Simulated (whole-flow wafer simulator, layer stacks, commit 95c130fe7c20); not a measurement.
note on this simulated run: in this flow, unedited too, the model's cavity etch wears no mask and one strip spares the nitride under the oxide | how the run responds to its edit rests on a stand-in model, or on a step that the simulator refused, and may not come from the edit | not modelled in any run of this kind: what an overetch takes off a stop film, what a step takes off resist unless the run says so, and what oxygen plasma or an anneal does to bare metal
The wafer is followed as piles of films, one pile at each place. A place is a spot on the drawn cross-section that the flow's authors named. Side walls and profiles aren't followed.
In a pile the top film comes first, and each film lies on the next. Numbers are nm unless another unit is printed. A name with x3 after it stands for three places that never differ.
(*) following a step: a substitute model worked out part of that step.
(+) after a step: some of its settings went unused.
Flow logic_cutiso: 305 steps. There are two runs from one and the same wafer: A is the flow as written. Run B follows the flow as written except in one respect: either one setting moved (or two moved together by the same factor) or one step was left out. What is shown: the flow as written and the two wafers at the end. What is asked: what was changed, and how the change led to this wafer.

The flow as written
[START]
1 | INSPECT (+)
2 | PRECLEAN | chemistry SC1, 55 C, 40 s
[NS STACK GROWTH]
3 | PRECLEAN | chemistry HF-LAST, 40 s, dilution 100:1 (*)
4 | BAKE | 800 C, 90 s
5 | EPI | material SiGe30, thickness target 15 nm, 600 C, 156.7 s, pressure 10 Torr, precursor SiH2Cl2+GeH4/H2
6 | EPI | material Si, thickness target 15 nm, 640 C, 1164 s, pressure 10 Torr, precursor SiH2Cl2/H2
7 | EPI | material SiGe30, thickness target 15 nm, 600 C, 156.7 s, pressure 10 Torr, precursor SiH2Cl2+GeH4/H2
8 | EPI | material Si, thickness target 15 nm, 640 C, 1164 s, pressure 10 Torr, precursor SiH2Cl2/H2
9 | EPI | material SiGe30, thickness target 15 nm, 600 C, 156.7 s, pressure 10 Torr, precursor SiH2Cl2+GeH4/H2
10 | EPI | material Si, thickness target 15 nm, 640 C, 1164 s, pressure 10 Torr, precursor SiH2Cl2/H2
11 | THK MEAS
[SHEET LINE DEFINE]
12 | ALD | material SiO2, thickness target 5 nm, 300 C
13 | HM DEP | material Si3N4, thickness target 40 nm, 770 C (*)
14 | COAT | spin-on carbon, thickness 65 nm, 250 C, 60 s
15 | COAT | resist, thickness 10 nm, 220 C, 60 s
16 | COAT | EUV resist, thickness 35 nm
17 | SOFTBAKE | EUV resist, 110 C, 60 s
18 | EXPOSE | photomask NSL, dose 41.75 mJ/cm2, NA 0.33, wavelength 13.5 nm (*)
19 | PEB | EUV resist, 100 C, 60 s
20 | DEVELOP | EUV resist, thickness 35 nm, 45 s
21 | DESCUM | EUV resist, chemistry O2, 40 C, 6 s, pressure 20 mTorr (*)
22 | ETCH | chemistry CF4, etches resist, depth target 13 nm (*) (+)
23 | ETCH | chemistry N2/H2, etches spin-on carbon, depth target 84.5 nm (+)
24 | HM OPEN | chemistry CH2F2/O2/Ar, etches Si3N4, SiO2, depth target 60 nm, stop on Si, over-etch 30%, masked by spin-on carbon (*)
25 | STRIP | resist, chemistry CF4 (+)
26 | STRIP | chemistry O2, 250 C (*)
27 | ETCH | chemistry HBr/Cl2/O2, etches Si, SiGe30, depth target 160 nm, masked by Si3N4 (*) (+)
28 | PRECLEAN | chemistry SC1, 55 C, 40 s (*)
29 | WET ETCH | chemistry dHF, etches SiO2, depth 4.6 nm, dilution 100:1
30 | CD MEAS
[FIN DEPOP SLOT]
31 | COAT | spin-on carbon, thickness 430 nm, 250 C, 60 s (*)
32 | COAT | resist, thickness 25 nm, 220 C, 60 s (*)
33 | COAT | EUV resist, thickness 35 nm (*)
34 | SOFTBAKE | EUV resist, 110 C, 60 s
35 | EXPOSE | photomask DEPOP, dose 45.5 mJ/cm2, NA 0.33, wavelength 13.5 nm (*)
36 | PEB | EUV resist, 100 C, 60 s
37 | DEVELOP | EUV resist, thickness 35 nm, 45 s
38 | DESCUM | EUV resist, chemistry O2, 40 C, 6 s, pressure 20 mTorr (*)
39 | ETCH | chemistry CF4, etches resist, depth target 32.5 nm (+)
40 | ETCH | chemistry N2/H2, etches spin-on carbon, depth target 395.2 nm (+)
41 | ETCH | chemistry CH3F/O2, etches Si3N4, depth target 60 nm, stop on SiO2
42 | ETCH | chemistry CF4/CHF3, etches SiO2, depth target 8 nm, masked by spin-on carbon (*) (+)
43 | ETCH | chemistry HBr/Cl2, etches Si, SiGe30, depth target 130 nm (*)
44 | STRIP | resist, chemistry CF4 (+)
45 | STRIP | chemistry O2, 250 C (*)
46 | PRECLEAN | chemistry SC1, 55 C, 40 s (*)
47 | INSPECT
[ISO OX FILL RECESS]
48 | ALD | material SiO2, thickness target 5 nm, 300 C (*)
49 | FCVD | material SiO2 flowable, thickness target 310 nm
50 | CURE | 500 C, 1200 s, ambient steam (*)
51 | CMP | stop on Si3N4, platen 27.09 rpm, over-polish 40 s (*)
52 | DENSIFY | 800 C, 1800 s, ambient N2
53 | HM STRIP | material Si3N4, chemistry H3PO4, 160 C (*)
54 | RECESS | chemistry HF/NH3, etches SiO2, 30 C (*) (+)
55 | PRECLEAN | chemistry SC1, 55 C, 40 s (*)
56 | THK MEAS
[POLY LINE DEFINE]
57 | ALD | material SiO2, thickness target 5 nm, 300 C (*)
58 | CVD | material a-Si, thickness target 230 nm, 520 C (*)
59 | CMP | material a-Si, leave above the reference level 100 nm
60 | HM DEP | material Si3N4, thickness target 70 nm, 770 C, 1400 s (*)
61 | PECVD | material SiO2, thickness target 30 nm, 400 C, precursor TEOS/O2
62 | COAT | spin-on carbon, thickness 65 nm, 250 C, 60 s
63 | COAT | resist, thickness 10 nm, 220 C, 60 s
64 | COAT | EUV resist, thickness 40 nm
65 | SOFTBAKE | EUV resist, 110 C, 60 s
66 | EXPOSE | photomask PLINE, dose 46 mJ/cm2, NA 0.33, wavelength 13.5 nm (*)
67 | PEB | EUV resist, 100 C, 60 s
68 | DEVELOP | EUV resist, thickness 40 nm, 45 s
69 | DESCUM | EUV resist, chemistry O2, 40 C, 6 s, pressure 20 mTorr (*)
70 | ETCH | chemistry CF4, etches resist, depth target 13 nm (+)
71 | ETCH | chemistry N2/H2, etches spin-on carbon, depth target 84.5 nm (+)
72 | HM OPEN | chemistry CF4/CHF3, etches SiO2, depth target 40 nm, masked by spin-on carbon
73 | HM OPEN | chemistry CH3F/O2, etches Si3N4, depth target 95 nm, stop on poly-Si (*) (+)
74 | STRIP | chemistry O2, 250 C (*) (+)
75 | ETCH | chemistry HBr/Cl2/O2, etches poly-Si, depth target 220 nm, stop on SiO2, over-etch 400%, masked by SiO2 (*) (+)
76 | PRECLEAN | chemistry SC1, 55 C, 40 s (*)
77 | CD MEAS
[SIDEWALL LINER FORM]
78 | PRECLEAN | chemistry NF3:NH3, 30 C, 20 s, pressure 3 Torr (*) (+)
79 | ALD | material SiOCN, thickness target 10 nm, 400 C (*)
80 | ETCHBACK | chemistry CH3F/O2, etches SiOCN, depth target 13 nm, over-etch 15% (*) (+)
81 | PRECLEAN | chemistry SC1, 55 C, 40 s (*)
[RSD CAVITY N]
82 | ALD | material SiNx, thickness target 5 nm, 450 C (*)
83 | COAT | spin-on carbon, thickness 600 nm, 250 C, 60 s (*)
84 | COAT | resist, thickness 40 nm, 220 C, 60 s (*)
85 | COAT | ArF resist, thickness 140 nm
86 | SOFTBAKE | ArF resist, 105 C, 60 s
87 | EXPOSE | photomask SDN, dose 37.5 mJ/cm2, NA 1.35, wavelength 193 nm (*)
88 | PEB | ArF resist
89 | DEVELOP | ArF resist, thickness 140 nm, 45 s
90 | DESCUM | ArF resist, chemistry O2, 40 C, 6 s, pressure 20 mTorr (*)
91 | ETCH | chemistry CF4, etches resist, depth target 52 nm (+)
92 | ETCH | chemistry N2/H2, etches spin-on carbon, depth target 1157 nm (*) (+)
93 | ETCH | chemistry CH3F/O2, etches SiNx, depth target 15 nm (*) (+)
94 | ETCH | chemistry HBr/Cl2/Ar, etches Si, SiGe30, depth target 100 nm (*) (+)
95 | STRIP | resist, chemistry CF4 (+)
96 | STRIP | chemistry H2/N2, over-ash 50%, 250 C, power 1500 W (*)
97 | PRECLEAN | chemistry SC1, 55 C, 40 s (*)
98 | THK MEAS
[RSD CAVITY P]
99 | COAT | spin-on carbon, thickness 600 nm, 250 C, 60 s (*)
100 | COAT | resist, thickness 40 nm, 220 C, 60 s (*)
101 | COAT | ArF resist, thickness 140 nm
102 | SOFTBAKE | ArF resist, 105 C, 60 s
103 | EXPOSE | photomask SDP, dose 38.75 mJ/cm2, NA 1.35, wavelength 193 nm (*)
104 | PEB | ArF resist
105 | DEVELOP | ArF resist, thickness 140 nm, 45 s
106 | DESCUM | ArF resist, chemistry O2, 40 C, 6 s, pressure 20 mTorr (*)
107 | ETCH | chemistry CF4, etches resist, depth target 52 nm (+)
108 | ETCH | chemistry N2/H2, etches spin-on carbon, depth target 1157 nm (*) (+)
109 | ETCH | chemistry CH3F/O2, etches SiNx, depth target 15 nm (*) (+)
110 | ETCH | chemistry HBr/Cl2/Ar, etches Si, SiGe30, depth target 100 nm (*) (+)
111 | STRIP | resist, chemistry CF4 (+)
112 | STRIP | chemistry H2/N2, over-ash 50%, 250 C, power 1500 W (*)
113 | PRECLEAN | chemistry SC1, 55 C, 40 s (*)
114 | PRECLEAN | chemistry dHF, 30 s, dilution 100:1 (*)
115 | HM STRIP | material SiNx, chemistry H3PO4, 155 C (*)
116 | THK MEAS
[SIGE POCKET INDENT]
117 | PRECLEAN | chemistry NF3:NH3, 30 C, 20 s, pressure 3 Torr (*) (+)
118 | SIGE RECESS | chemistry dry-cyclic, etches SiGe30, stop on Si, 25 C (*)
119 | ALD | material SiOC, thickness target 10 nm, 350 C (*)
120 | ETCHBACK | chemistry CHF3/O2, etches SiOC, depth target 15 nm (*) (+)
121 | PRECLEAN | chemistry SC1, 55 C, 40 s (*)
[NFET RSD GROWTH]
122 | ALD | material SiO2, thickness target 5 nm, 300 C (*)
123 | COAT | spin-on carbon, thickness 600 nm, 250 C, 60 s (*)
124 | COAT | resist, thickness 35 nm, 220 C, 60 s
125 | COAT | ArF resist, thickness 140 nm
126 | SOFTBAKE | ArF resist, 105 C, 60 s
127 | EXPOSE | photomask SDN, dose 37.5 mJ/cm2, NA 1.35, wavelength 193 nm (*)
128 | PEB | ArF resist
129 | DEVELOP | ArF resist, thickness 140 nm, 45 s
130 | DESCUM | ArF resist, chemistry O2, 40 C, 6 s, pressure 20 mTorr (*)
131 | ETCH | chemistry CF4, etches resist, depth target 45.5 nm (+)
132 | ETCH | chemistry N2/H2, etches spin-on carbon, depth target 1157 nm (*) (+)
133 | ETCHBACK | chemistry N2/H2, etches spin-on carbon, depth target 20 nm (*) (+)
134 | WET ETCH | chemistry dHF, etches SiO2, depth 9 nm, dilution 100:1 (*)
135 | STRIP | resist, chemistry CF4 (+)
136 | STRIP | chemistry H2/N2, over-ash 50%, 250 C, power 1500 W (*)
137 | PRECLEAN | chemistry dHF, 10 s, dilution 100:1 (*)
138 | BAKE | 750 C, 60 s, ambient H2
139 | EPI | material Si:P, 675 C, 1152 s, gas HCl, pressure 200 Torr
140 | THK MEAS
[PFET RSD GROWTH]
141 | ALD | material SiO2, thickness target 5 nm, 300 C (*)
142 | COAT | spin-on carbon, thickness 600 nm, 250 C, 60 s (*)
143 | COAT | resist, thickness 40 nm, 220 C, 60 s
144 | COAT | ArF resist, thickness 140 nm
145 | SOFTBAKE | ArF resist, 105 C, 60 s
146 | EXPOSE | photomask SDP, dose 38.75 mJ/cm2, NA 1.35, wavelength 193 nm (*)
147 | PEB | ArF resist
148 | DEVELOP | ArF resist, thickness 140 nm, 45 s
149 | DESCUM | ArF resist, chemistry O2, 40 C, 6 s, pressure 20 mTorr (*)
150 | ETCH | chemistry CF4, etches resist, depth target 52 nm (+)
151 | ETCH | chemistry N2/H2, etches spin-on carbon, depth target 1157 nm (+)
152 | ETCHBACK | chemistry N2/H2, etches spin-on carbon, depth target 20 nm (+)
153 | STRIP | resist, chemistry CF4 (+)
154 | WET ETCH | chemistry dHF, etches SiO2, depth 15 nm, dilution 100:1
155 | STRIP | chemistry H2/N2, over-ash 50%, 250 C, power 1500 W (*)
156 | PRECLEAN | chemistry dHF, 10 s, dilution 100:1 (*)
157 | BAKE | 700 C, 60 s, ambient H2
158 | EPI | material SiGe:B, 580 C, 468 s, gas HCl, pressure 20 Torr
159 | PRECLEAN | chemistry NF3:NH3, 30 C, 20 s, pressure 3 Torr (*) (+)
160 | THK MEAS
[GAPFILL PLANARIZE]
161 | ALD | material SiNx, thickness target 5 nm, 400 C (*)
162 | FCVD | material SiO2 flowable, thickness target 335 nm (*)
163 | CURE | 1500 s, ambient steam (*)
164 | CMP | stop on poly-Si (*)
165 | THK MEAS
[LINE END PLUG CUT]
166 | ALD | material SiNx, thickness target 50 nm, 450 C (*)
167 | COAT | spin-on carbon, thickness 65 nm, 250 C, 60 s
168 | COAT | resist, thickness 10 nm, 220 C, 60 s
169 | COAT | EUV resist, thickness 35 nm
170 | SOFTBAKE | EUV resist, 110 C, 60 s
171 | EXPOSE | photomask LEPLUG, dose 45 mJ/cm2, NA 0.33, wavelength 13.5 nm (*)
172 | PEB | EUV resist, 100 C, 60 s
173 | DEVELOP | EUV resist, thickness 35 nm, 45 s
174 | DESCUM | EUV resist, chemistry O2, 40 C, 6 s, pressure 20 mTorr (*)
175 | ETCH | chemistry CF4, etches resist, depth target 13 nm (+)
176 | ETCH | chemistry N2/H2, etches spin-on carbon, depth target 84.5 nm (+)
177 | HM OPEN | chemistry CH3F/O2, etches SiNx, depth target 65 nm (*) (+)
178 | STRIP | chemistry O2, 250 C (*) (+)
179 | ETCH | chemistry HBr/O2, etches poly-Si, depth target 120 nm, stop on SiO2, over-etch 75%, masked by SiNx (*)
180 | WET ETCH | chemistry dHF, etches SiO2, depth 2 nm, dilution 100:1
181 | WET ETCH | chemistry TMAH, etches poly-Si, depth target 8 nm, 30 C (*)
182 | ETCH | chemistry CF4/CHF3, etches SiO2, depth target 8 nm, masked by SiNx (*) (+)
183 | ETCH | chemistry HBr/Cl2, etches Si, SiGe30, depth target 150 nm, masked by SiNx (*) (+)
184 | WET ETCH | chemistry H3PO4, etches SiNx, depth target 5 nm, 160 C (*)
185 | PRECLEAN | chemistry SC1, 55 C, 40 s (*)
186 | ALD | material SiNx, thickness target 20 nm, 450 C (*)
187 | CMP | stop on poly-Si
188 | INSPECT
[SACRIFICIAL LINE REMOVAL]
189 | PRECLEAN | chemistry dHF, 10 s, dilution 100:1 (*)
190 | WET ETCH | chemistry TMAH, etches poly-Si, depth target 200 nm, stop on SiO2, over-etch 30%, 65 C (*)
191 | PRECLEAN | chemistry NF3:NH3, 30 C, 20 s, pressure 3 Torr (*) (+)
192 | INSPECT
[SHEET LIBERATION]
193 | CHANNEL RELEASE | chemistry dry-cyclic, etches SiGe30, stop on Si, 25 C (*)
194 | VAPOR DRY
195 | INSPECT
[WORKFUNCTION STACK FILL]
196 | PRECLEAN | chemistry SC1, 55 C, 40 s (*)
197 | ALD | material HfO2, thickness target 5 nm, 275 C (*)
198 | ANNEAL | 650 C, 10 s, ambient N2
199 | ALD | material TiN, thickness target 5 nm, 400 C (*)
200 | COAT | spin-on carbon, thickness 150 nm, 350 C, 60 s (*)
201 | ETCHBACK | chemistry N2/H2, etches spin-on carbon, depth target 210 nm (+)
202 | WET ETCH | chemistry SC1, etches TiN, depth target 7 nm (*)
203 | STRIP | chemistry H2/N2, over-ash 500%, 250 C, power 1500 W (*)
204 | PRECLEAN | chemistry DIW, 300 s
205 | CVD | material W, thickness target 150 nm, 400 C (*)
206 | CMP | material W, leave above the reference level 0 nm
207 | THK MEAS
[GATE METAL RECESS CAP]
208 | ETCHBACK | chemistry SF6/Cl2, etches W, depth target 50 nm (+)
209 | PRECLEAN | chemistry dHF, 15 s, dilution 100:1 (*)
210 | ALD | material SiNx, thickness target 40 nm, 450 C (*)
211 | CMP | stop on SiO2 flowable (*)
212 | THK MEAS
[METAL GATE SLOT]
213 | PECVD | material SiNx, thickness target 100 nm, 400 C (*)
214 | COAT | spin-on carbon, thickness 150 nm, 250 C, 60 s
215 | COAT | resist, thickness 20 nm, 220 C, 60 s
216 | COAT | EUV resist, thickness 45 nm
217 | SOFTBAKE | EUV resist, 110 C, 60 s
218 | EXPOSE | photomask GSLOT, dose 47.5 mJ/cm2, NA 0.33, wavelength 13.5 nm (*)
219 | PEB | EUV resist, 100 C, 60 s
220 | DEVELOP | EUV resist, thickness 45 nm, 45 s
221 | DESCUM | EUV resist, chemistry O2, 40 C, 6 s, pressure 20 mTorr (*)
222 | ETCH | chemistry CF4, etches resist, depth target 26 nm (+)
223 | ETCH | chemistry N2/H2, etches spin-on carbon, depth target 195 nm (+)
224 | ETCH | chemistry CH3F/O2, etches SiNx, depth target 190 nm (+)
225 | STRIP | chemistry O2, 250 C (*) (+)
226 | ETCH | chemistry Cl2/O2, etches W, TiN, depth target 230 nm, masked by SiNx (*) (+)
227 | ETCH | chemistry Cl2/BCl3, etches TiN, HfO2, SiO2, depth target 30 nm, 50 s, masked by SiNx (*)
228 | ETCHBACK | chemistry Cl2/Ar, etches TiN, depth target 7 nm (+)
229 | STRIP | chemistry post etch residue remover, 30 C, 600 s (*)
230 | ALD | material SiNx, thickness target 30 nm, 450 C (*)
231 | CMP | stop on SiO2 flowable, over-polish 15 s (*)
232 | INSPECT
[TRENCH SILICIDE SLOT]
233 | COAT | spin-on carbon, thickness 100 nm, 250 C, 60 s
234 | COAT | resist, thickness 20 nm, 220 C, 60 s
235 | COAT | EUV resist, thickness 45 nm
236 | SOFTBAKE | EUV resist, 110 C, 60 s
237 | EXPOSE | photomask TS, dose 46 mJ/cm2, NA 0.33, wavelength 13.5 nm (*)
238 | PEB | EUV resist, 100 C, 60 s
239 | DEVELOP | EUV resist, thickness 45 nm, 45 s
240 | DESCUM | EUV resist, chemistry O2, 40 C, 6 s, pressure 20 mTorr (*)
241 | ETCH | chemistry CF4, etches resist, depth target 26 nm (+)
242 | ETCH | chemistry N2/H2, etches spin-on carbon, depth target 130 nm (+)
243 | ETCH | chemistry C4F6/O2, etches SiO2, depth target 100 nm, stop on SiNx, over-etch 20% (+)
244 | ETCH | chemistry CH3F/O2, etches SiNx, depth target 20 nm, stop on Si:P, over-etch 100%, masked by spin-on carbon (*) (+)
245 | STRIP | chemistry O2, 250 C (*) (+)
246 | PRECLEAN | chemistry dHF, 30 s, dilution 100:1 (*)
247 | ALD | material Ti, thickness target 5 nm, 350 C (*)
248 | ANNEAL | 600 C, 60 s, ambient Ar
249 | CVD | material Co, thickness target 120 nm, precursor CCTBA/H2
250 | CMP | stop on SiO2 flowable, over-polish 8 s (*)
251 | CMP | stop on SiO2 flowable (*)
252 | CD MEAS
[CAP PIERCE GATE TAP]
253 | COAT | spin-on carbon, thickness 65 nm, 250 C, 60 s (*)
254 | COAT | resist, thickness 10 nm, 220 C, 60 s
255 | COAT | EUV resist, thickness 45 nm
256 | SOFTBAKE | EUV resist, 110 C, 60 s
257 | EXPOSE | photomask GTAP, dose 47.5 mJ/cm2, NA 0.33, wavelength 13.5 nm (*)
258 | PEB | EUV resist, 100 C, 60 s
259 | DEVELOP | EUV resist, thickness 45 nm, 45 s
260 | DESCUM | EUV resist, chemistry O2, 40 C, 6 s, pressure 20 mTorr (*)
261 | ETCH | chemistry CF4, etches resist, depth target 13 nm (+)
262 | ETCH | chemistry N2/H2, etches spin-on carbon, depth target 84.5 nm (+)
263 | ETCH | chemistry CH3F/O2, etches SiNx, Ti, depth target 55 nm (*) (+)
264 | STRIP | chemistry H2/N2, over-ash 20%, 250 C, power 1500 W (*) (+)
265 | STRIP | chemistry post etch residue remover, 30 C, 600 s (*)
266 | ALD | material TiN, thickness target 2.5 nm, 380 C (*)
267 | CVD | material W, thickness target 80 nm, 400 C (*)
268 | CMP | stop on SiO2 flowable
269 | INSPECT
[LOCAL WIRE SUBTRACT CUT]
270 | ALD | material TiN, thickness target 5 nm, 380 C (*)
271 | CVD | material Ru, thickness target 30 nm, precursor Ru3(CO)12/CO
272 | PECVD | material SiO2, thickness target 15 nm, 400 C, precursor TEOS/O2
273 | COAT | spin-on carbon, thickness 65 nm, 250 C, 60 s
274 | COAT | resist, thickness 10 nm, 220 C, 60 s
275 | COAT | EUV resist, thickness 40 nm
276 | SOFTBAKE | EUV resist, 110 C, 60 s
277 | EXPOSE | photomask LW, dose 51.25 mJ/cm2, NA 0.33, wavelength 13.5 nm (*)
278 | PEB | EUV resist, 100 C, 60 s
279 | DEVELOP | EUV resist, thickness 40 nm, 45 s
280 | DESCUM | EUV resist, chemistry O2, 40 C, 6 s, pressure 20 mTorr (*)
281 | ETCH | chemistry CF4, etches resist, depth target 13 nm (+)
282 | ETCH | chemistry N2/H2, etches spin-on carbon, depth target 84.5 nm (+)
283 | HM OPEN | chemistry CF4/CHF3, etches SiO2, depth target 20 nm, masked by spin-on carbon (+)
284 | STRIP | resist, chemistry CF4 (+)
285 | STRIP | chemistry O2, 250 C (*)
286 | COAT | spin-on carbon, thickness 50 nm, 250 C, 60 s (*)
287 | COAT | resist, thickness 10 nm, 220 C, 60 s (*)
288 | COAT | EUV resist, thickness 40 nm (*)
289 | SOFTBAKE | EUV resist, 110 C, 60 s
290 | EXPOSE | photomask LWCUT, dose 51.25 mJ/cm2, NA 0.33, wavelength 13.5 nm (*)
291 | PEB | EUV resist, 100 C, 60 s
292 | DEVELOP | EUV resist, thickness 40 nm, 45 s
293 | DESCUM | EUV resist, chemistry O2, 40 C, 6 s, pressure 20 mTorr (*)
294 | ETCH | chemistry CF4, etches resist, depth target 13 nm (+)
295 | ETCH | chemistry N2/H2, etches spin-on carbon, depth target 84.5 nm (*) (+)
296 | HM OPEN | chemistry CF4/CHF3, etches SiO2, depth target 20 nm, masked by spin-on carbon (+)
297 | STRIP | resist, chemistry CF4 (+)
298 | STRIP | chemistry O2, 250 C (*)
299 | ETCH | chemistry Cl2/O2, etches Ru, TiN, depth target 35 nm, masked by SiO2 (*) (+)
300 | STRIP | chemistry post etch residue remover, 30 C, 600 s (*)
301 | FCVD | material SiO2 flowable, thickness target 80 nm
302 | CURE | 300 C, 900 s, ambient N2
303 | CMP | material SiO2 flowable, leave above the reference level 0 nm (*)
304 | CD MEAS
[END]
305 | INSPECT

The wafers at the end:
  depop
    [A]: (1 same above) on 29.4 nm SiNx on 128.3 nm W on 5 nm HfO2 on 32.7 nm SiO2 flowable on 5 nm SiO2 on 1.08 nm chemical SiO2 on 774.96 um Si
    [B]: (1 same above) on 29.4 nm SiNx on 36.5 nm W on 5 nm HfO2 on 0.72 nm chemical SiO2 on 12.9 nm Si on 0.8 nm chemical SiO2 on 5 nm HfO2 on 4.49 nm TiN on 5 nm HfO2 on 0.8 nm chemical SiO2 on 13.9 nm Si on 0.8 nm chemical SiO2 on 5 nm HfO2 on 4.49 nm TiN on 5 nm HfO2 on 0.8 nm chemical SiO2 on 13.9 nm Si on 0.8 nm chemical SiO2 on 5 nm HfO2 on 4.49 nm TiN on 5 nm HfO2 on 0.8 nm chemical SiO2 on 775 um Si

The reason: step 42, ETCH: chemistry CF4/CHF3, etches SiO2, depth target 8 nm, masked by spin-on carbon (*) (+), was omitted.

The path from the change to this, step by step:
  43 | ETCH | chemistry HBr/Cl2, etches Si, SiGe30, depth target 130 nm (*)
      depop: A -14 Si (all of it), -15 SiGe30 (all of it), -15 Si (all of it), -15 SiGe30 (all of it), -15 Si (all of it), -15 SiGe30 (all of it), -41 Si | B nothing
      gl: A -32 spin-on carbon | B -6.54 resist (all of it), -22.9 spin-on carbon
      (also at 19 further places)
  44 | STRIP | resist, chemistry CF4 (+)
      depop: A nothing | B -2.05 SiO2
  45 | STRIP | chemistry O2, 250 C (*)
      depop: A +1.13 chemical SiO2 (new film), -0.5 Si | B nothing
      glp, tap: A -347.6 spin-on carbon (all of it) | B -356.2 spin-on carbon (all of it)
      (also at 13 further places)
  48 | ALD | material SiO2, thickness target 5 nm, 300 C (*)
      depop: A +5 SiO2 (new film) | B +5 SiO2
  49 | FCVD | material SiO2 flowable, thickness target 310 nm
      dpovl, nsgap: A +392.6 SiO2 flowable (new film) | B +406.5 SiO2 flowable (new film)
      depop: A +359.9 SiO2 flowable (new film) | B +240.5 SiO2 flowable (new film)
      (also at 2 further places)
  51 | CMP | stop on Si3N4, platen 27.09 rpm, over-polish 40 s (*)
      depop: A -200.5 SiO2 flowable | B -214.3 SiO2 flowable
      dpovl: A -200.4 SiO2 flowable | B -214.2 SiO2 flowable
      (also at 3 further places)
  52 | DENSIFY | 800 C, 1800 s, ambient N2
      depop: A -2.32 SiO2 flowable | B -0.21 SiO2 flowable
      dpovl: A -2.82 SiO2 flowable | B -2.26 SiO2 flowable
  54 | RECESS | chemistry HF/NH3, etches SiO2, 30 C (*) (+)
      depop: A -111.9 SiO2 flowable | B -16.2 SiO2 flowable (all of it), -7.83 SiO2 (all of it)
  55 | PRECLEAN | chemistry SC1, 55 C, 40 s (*)
      depop: A -0.06 SiO2 flowable | B +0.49 chemical SiO2 (new film), -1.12 Si
  58 | CVD | material a-Si, thickness target 230 nm, 520 C (*)
      depop: A +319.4 a-Si (new film) | B +230 a-Si (new film)
  60 | HM DEP | material Si3N4, thickness target 70 nm, 770 C, 1400 s (*)
      depop: A +70 Si3N4 (new film), +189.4 poly-Si (new film), -189.4 a-Si (all of it) | B +70 Si3N4 (new film), +100 poly-Si (new film), -100 a-Si (all of it)
  190 | WET ETCH | chemistry TMAH, etches poly-Si, depth target 200 nm, stop on SiO2, over-etch 30%, 65 C (*)
      depop: A -189.4 poly-Si (all of it) | B -100 poly-Si (all of it)
  191 | PRECLEAN | chemistry NF3:NH3, 30 C, 20 s, pressure 3 Torr (*) (+)
      depop: A -5 SiO2 (all of it), -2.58 SiO2 flowable | B -5 SiO2 (all of it), -0.49 chemical SiO2 (all of it)
  193 | CHANNEL RELEASE | chemistry dry-cyclic, etches SiGe30, stop on Si, 25 C (*)
      depop: A nothing | B +0.8 chemical SiO2 (new film), -0.99 Si, +0.8 chemical SiO2 (new film), +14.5 cavity (new film), +0.8 chemical SiO2 (new film), -15 SiGe30 (all of it), -1.08 Si, +0.8 chemical SiO2 (new film), +14.5 cavity (new film), +0.8 chemical SiO2 (new film), -15 SiGe30 (all of it), -1.08 Si, +0.8 chemical SiO2 (new film), +14.5 cavity (new film), +0.8 chemical SiO2 (new film), -15 SiGe30 (all of it), -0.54 Si
  197 | ALD | material HfO2, thickness target 5 nm, 275 C (*)
      depop: A +5 HfO2 (new film) | B +5 HfO2 (new film), +5 HfO2 (new film), -10 cavity, +5 HfO2 (new film), +5 HfO2 (new film), -10 cavity, +5 HfO2 (new film), +5 HfO2 (new film), -10 cavity, +5 HfO2 (new film)
  199 | ALD | material TiN, thickness target 5 nm, 400 C (*)
      depop: A +5 TiN (new film) | B +5 TiN (new film), +4.49 TiN (new film), -4.49 cavity (all of it), +4.49 TiN (new film), -4.49 cavity (all of it), +4.49 TiN (new film), -4.49 cavity (all of it)
  ... 2 further steps ...
  205 | CVD | material W, thickness target 150 nm, 400 C (*)
      depop: A +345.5 W (new film) | B +253.7 W (new film)
Taking metal films that touch as one body, depop has 4 bodies (between them, from the top down: HfO2 5 / chemical SiO2 0.72 / Si 12.9 / chemical SiO2 0.8 / HfO2 5; HfO2 5 / chemical SiO2 0.8 / Si 13.9 / chemical SiO2 0.8 / HfO2 5; HfO2 5 / chemical SiO2 0.8 / Si 13.9 / chemical SiO2 0.8 / HfO2 5); the flow as written gives 1 body.
